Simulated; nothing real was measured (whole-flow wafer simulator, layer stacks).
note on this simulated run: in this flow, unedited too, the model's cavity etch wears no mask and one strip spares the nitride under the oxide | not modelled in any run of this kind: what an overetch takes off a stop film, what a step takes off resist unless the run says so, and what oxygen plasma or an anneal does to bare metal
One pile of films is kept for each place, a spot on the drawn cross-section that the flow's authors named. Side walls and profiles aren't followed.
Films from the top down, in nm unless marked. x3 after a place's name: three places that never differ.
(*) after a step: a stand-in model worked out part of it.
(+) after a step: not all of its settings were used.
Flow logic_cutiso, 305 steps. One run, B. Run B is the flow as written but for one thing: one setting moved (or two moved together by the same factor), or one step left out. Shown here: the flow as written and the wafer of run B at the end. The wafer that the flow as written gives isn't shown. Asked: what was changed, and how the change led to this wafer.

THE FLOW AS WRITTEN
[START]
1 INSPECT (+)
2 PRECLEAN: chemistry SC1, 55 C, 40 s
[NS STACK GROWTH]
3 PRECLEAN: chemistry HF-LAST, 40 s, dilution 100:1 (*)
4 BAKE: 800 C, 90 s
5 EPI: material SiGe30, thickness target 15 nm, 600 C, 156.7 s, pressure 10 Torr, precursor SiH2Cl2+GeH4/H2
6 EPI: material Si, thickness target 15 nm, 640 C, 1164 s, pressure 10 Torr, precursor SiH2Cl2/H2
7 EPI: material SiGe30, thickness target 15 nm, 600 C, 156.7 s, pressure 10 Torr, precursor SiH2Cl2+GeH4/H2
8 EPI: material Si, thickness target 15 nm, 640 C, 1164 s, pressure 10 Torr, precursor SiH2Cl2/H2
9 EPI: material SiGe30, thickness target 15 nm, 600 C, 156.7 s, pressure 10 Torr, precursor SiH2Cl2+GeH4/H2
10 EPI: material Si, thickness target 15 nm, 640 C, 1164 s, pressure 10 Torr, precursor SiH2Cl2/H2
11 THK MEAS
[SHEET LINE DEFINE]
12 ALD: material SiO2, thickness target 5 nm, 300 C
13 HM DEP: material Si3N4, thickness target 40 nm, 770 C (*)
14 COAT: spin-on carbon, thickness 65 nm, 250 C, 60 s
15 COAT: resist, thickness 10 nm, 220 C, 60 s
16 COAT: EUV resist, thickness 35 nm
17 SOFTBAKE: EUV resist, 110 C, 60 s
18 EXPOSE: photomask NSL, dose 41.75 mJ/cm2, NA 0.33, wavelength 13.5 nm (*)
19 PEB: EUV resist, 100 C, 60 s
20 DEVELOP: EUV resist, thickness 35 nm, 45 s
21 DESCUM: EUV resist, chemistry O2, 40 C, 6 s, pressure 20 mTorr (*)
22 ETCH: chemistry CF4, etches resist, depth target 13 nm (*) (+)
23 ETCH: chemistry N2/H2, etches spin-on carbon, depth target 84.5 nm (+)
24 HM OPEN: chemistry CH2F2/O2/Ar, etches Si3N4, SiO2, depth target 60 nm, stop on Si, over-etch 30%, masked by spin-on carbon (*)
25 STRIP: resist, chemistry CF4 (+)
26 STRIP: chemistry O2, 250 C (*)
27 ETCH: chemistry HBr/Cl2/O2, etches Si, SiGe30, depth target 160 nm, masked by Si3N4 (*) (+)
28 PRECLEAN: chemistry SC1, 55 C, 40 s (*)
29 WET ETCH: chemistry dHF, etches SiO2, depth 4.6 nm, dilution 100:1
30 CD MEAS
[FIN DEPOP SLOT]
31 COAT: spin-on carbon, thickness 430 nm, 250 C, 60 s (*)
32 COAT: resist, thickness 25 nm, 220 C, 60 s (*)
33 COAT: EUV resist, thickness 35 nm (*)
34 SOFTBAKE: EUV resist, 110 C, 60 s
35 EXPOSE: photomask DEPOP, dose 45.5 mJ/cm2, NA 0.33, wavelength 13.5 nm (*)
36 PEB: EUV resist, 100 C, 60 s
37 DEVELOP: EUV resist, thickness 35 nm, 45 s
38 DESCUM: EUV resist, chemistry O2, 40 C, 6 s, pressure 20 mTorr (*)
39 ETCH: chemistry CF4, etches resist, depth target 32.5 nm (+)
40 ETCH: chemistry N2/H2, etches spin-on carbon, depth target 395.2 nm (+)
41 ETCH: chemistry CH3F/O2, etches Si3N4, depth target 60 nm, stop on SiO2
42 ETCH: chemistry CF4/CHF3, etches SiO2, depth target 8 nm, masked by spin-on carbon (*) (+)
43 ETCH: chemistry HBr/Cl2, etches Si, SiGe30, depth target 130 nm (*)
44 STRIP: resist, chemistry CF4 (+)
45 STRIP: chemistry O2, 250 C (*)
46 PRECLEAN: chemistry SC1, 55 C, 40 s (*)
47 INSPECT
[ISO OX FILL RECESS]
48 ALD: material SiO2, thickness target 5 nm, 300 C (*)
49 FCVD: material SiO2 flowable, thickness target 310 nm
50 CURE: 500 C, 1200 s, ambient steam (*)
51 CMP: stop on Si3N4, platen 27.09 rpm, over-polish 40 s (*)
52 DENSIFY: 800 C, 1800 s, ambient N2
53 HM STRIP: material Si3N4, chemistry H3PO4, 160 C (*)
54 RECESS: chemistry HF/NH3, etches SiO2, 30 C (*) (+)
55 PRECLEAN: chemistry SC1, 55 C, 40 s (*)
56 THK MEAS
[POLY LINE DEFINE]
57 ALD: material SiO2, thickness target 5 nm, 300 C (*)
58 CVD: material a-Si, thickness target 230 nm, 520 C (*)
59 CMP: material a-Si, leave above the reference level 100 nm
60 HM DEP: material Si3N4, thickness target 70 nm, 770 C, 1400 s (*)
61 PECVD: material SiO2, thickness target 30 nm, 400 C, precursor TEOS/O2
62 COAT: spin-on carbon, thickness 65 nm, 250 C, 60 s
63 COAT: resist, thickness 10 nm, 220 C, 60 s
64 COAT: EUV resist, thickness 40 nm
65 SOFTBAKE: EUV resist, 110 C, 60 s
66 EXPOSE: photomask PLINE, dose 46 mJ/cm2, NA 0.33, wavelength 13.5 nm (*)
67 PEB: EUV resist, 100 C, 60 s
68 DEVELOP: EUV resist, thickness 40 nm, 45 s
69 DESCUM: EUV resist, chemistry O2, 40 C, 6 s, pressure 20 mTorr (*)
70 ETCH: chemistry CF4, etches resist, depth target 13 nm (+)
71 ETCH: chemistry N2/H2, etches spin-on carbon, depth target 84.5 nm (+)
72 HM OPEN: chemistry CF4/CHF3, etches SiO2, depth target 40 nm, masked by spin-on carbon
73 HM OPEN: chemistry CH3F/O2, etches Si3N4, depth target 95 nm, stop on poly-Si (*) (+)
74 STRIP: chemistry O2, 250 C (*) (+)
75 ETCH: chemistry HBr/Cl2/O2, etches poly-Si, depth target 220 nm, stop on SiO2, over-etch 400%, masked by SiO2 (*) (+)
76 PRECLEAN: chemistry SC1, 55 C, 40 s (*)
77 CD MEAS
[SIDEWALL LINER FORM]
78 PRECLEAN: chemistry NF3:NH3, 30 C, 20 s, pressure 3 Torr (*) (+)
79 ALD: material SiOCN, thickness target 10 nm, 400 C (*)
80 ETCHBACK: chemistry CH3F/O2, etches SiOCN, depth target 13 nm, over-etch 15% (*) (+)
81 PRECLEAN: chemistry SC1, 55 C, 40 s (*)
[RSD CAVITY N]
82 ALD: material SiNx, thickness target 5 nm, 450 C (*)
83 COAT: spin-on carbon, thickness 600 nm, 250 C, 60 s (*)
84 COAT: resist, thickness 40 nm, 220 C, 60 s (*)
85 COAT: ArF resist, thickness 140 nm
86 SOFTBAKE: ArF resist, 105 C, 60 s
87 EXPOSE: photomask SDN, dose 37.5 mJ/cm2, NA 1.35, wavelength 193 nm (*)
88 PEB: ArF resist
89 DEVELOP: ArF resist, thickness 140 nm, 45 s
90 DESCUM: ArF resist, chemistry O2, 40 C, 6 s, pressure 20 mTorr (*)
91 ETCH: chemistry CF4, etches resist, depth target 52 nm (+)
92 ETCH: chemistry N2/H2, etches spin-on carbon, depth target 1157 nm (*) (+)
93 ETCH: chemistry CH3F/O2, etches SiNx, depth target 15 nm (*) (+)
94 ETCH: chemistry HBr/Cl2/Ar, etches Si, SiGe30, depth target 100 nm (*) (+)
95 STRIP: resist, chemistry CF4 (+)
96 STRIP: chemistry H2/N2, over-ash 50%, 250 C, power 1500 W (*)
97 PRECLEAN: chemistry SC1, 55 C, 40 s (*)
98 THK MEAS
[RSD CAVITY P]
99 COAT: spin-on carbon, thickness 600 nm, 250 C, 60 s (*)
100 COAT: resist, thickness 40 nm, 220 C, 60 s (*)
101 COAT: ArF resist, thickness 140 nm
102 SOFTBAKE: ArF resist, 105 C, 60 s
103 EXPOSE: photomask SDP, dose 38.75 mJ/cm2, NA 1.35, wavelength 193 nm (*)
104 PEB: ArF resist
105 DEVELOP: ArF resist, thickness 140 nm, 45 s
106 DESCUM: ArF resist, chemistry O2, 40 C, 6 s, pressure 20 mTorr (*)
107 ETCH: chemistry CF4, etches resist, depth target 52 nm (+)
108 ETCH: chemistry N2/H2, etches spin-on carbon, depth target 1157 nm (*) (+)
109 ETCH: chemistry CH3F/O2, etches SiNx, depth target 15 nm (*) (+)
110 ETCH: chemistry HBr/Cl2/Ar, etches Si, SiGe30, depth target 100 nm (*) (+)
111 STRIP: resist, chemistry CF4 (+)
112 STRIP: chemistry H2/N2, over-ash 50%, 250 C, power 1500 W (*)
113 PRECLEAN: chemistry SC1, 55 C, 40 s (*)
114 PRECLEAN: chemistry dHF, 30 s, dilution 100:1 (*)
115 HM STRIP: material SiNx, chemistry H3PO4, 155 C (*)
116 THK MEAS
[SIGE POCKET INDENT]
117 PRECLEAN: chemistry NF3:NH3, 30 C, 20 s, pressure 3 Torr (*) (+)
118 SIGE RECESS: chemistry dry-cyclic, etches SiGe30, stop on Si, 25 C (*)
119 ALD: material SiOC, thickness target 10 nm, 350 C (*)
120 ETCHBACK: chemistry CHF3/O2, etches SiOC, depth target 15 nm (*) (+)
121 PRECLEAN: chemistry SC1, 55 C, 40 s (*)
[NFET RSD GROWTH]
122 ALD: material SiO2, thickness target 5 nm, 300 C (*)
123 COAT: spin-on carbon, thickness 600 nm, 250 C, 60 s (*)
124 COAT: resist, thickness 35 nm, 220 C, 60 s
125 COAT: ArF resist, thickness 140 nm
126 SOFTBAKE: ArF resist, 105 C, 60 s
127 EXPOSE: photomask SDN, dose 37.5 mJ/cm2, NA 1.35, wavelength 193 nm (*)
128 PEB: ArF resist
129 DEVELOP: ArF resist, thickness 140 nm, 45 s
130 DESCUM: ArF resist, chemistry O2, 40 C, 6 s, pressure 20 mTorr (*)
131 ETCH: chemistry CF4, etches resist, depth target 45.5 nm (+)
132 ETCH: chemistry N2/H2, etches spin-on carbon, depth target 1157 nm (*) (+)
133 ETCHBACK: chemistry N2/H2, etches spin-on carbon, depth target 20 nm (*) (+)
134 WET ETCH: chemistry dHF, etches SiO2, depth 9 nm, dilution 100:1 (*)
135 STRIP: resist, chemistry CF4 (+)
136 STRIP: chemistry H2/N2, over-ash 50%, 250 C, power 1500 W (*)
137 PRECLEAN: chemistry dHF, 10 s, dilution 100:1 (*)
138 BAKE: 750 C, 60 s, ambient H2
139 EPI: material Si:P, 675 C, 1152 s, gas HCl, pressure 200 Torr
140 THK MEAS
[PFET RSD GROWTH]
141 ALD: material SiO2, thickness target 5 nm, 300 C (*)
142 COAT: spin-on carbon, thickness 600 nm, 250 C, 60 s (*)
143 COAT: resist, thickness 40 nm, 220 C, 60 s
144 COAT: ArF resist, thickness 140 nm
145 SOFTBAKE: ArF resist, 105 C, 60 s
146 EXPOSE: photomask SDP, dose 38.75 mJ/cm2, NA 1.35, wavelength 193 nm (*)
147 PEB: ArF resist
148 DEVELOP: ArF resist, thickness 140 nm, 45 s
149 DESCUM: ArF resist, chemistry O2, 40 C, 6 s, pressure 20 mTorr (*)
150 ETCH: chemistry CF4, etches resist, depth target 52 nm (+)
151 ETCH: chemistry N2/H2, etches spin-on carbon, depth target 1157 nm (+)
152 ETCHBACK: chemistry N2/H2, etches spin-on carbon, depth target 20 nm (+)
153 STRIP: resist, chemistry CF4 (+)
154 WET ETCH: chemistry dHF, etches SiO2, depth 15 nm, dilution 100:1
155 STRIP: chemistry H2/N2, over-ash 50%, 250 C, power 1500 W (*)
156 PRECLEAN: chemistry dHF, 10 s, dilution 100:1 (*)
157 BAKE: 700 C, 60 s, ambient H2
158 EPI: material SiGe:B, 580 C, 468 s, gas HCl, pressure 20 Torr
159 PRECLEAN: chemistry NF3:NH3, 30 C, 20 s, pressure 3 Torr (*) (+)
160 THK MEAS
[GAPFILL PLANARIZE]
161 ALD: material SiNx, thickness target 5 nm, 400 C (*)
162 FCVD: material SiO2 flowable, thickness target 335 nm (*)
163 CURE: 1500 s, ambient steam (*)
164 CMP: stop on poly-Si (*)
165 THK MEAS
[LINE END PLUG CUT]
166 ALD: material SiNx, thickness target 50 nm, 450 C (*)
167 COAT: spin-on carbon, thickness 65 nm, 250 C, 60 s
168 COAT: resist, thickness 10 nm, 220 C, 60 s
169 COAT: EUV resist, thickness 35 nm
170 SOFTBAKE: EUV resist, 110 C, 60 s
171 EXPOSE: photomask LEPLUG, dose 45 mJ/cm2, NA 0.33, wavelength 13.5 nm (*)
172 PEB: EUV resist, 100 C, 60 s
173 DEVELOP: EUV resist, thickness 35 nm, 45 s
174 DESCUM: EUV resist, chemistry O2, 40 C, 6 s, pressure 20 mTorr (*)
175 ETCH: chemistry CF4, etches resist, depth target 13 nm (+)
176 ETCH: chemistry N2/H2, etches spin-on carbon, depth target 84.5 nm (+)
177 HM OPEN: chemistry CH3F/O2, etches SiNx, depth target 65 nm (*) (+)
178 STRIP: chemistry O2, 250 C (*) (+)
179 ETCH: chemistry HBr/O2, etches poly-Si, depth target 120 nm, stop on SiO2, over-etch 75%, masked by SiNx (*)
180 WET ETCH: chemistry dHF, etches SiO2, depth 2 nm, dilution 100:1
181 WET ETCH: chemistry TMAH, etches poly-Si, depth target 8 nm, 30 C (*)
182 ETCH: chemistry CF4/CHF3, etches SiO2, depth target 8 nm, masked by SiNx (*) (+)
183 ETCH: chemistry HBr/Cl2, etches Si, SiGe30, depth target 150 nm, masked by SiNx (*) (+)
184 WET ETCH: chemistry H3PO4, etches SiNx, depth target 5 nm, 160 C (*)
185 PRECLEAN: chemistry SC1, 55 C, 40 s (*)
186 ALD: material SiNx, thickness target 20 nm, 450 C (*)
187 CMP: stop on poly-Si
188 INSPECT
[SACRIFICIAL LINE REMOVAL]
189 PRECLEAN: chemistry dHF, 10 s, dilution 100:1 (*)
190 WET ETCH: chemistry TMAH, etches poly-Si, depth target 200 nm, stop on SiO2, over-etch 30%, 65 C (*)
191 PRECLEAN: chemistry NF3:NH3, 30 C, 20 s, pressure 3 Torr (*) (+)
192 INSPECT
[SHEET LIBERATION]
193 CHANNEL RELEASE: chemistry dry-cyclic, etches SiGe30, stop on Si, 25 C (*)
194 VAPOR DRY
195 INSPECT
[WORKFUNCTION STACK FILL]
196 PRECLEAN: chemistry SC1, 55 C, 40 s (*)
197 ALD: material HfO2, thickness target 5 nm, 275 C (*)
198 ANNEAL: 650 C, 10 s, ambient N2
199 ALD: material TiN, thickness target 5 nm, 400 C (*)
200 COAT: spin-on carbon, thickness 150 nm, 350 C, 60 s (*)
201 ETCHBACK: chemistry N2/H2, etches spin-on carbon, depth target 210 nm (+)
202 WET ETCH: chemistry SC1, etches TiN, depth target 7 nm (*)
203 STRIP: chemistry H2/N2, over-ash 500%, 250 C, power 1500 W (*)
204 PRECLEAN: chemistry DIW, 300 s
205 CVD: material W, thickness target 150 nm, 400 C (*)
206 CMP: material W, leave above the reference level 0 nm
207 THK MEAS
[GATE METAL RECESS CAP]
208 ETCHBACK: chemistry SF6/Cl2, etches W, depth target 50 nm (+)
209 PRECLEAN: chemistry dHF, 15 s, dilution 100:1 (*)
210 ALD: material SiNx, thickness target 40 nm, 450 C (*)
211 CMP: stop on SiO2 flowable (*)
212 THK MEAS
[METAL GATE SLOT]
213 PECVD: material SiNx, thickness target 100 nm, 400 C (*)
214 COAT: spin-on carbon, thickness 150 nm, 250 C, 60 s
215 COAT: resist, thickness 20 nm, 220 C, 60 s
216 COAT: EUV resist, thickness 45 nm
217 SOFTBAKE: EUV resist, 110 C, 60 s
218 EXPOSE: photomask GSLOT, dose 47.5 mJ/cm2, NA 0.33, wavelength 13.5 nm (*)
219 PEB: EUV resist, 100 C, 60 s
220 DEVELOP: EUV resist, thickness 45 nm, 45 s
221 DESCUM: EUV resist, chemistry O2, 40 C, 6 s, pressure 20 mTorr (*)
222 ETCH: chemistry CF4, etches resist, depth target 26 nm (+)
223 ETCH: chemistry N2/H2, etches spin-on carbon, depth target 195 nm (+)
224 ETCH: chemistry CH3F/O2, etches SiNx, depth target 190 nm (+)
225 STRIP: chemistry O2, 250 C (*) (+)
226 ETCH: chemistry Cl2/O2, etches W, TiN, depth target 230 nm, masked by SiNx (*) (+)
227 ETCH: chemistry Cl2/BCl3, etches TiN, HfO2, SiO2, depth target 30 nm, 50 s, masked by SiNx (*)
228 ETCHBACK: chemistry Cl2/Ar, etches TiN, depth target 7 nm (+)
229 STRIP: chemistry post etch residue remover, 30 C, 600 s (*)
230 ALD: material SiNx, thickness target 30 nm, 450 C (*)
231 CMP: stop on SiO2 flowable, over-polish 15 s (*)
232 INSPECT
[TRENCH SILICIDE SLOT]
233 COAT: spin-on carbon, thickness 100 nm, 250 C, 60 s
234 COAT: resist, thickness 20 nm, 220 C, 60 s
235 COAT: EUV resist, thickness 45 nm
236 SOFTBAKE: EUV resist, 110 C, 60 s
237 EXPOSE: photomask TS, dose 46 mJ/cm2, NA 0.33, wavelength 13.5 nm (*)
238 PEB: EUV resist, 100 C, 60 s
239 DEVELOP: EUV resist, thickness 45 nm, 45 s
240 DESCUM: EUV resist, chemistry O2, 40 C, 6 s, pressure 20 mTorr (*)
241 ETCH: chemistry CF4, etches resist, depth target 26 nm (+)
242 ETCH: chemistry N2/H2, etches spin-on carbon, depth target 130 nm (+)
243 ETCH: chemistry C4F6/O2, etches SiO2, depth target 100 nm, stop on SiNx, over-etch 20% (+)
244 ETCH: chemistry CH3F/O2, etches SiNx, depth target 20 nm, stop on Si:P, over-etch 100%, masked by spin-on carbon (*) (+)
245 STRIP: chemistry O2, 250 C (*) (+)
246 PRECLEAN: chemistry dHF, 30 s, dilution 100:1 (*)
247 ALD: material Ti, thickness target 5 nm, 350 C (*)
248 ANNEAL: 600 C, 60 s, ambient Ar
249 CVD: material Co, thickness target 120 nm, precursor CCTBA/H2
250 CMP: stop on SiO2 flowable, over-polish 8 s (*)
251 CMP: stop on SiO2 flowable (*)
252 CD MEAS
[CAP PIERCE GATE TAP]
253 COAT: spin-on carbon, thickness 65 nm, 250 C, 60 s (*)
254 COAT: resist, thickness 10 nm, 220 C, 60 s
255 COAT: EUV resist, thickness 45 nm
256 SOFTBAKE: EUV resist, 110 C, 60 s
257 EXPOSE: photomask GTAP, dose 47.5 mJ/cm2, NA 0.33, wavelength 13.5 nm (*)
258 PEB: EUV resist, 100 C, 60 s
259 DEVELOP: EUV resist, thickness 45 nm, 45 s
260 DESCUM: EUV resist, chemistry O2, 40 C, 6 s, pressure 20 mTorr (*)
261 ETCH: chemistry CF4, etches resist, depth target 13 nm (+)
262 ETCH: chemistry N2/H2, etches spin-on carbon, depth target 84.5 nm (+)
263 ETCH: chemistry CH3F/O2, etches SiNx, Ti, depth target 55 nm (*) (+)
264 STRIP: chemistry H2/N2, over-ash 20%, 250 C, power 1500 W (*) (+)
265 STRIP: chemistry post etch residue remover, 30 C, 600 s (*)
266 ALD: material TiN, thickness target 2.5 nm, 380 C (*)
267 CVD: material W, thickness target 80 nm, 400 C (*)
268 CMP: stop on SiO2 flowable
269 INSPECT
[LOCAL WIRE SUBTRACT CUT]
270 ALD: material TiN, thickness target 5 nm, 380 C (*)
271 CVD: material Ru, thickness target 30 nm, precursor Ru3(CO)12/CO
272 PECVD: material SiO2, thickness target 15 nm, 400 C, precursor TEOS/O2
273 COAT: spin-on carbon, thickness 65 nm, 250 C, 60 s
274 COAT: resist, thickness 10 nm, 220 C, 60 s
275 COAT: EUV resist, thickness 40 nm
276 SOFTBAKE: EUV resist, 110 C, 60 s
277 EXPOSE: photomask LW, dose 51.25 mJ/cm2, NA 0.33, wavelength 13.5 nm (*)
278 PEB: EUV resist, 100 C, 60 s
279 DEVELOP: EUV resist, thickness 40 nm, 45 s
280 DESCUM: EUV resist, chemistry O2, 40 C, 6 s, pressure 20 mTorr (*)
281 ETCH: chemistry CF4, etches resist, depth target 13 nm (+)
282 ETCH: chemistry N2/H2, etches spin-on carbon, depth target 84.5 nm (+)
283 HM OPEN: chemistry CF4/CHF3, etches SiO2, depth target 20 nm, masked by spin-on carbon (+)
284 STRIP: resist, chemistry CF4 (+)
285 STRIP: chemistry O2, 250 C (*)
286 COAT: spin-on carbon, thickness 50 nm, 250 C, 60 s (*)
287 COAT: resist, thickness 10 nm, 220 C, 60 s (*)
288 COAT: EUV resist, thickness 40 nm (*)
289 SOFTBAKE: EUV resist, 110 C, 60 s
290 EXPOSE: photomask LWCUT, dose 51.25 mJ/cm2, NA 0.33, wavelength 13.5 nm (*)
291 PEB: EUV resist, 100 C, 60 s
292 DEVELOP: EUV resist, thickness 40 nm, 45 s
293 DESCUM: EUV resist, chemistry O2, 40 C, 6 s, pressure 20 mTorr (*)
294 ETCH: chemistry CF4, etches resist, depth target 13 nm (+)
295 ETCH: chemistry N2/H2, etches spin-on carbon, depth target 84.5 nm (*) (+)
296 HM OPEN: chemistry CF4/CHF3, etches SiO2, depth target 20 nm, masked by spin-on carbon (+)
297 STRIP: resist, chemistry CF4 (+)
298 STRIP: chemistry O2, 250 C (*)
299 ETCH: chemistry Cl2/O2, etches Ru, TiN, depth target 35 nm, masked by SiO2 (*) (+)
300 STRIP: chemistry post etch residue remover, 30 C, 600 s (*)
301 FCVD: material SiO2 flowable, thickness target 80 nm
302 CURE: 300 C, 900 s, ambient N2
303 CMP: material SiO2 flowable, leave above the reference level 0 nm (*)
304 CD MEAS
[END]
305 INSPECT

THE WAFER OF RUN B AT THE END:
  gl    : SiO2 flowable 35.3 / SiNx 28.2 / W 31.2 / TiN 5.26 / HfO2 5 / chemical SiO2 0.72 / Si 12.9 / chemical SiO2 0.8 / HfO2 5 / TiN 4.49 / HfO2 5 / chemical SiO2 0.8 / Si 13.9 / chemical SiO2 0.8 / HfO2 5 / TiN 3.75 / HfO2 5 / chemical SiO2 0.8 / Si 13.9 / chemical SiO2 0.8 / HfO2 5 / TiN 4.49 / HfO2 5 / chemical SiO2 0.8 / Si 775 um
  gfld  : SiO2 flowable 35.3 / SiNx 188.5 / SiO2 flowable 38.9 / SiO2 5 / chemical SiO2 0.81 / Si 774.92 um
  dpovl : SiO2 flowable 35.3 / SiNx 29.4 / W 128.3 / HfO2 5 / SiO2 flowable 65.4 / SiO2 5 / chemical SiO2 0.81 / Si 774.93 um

The cause: step 7, EPI: thickness target 14.2 nm was run, where the flow has thickness target 15 nm; step 7, EPI: 148.9 s was run, where the flow has 156.7 s.

How the change led to this, step by step:
  7 EPI: material SiGe30, thickness target 15 nm, 600 C, 156.7 s, pressure 10 Torr, precursor SiH2Cl2+GeH4/H2
      depop, dpovl, gfld and 19 more: SiGe30 +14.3 (new film) (as written it would be: SiGe30 +15 (new film))
  27 ETCH: chemistry HBr/Cl2/O2, etches Si, SiGe30, depth target 160 nm, masked by Si3N4 (*) (+)
      gfld, gxf, iso, lnri: chemical SiO2 -0.79 (all of it), Si -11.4 (all of it), SiGe30 -15 (all of it), Si -15 (all of it), SiGe30 -14.3 (all of it), Si -15 (all of it), SiGe30 -15 (all of it), Si -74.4 (as written it would be: chemical SiO2 -0.79 (all of it), Si -11.4 (all of it), SiGe30 -15 (all of it), Si -15 (all of it), SiGe30 -15 (all of it), Si -15 (all of it), SiGe30 -15 (all of it), Si -73.6)
      dpovl, nsgap: chemical SiO2 -0.79 (all of it), Si -11.8 (all of it), SiGe30 -15 (all of it), Si -15 (all of it), SiGe30 -14.3 (all of it), Si -15 (all of it), SiGe30 -15 (all of it), Si -74 (as written it would be: chemical SiO2 -0.79 (all of it), Si -11.8 (all of it), SiGe30 -15 (all of it), Si -15 (all of it), SiGe30 -15 (all of it), Si -15 (all of it), SiGe30 -15 (all of it), Si -73.2)
      (and at 1 more place)
  43 ETCH: chemistry HBr/Cl2, etches Si, SiGe30, depth target 130 nm (*)
      depop: Si -14 (all of it), SiGe30 -15 (all of it), Si -15 (all of it), SiGe30 -14.3 (all of it), Si -15 (all of it), SiGe30 -15 (all of it), Si -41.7 (as written it would be: Si -14 (all of it), SiGe30 -15 (all of it), Si -15 (all of it), SiGe30 -15 (all of it), Si -15 (all of it), SiGe30 -15 (all of it), Si -41)
  94 ETCH: chemistry HBr/Cl2/Ar, etches Si, SiGe30, depth target 100 nm (*) (+)
      rsdn, rsdx: chemical SiO2 -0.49 (all of it), Si -12.8 (all of it), SiGe30 -15 (all of it), Si -15 (all of it), SiGe30 -14.3 (all of it), Si -15 (all of it), SiGe30 -15 (all of it), Si -12.9 (as written it would be: chemical SiO2 -0.49 (all of it), Si -12.8 (all of it), SiGe30 -15 (all of it), Si -15 (all of it), SiGe30 -15 (all of it), Si -15 (all of it), SiGe30 -15 (all of it), Si -12.2)
  110 ETCH: chemistry HBr/Cl2/Ar, etches Si, SiGe30, depth target 100 nm (*) (+)
      rsdp, rsdw: chemical SiO2 -0.49 (all of it), Si -12.8 (all of it), SiGe30 -15 (all of it), Si -15 (all of it), SiGe30 -14.3 (all of it), Si -15 (all of it), SiGe30 -15 (all of it), Si -12.9 (as written it would be: chemical SiO2 -0.49 (all of it), Si -12.8 (all of it), SiGe30 -15 (all of it), Si -15 (all of it), SiGe30 -15 (all of it), Si -15 (all of it), SiGe30 -15 (all of it), Si -12.2)
  118 SIGE RECESS: chemistry dry-cyclic, etches SiGe30, stop on Si, 25 C (*)
      lnr, lnrp, lnrt: SiOCN -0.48, Si -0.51, cavity +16 (new film), SiGe30 -15 (all of it), Si -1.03, cavity +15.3 (new film), SiGe30 -14.3 (all of it), Si -1.03, cavity +16 (new film), SiGe30 -15 (all of it), Si -0.51 (as written it would be: SiOCN -0.48, Si -0.51, cavity +16 (new film), SiGe30 -15 (all of it), Si -1.03, cavity +16 (new film), SiGe30 -15 (all of it), Si -1.03, cavity +16 (new film), SiGe30 -15 (all of it), Si -0.51)
  119 ALD: material SiOC, thickness target 10 nm, 350 C (*)
      lnr, lnrp, lnrt: SiOC +10 (new film), SiOC +16 (new film), cavity -16 (all of it), SiOC +15.3 (new film), cavity -15.3 (all of it), SiOC +16 (new film), cavity -16 (all of it) (as written it would be: SiOC +10 (new film), SiOC +16 (new film), cavity -16 (all of it), SiOC +16 (new film), cavity -16 (all of it), SiOC +16 (new film), cavity -16 (all of it))
  183 ETCH: chemistry HBr/Cl2, etches Si, SiGe30, depth target 150 nm, masked by SiNx (*) (+)
      plug: Si -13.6 (all of it), SiGe30 -15 (all of it), Si -15 (all of it), SiGe30 -14.3 (all of it), Si -15 (all of it), SiGe30 -15 (all of it), Si -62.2 (as written it would be: Si -13.6 (all of it), SiGe30 -15 (all of it), Si -15 (all of it), SiGe30 -15 (all of it), Si -15 (all of it), SiGe30 -15 (all of it), Si -61.4)
  193 CHANNEL RELEASE: chemistry dry-cyclic, etches SiGe30, stop on Si, 25 C (*)
      gl, glp, gxn, gxp, ns, tap: chemical SiO2 +0.8 (new film), Si -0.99, chemical SiO2 +0.8 (new film), cavity +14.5 (new film), chemical SiO2 +0.8 (new film), SiGe30 -15 (all of it), Si -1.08, chemical SiO2 +0.8 (new film), cavity +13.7 (new film), chemical SiO2 +0.8 (new film), SiGe30 -14.3 (all of it), Si -1.08, chemical SiO2 +0.8 (new film), cavity +14.5 (new film), chemical SiO2 +0.8 (new film), SiGe30 -15 (all of it), Si -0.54 (as written it would be: chemical SiO2 +0.8 (new film), Si -0.99, chemical SiO2 +0.8 (new film), cavity +14.5 (new film), chemical SiO2 +0.8 (new film), SiGe30 -15 (all of it), Si -1.08, chemical SiO2 +0.8 (new film), cavity +14.5 (new film), chemical SiO2 +0.8 (new film), SiGe30 -15 (all of it), Si -1.08, chemical SiO2 +0.8 (new film), cavity +14.5 (new film), chemical SiO2 +0.8 (new film), SiGe30 -15 (all of it), Si -0.54)
  199 ALD: material TiN, thickness target 5 nm, 400 C (*)
      gl, glp, tap: TiN +5.26 (new film), TiN +4.49 (new film), cavity -4.49 (all of it), TiN +3.75 (new film), cavity -3.75 (all of it), TiN +4.49 (new film), cavity -4.49 (all of it) (as written it would be: TiN +5.26 (new film), TiN +4.49 (new film), cavity -4.49 (all of it), TiN +4.49 (new film), cavity -4.49 (all of it), TiN +4.49 (new film), cavity -4.49 (all of it))
      gxn, gxp, ns: TiN +5 (new film), TiN +4.49 (new film), cavity -4.49 (all of it), TiN +3.75 (new film), cavity -3.75 (all of it), TiN +4.49 (new film), cavity -4.49 (all of it) (as written it would be: TiN +5 (new film), TiN +4.49 (new film), cavity -4.49 (all of it), TiN +4.49 (new film), cavity -4.49 (all of it), TiN +4.49 (new film), cavity -4.49 (all of it))
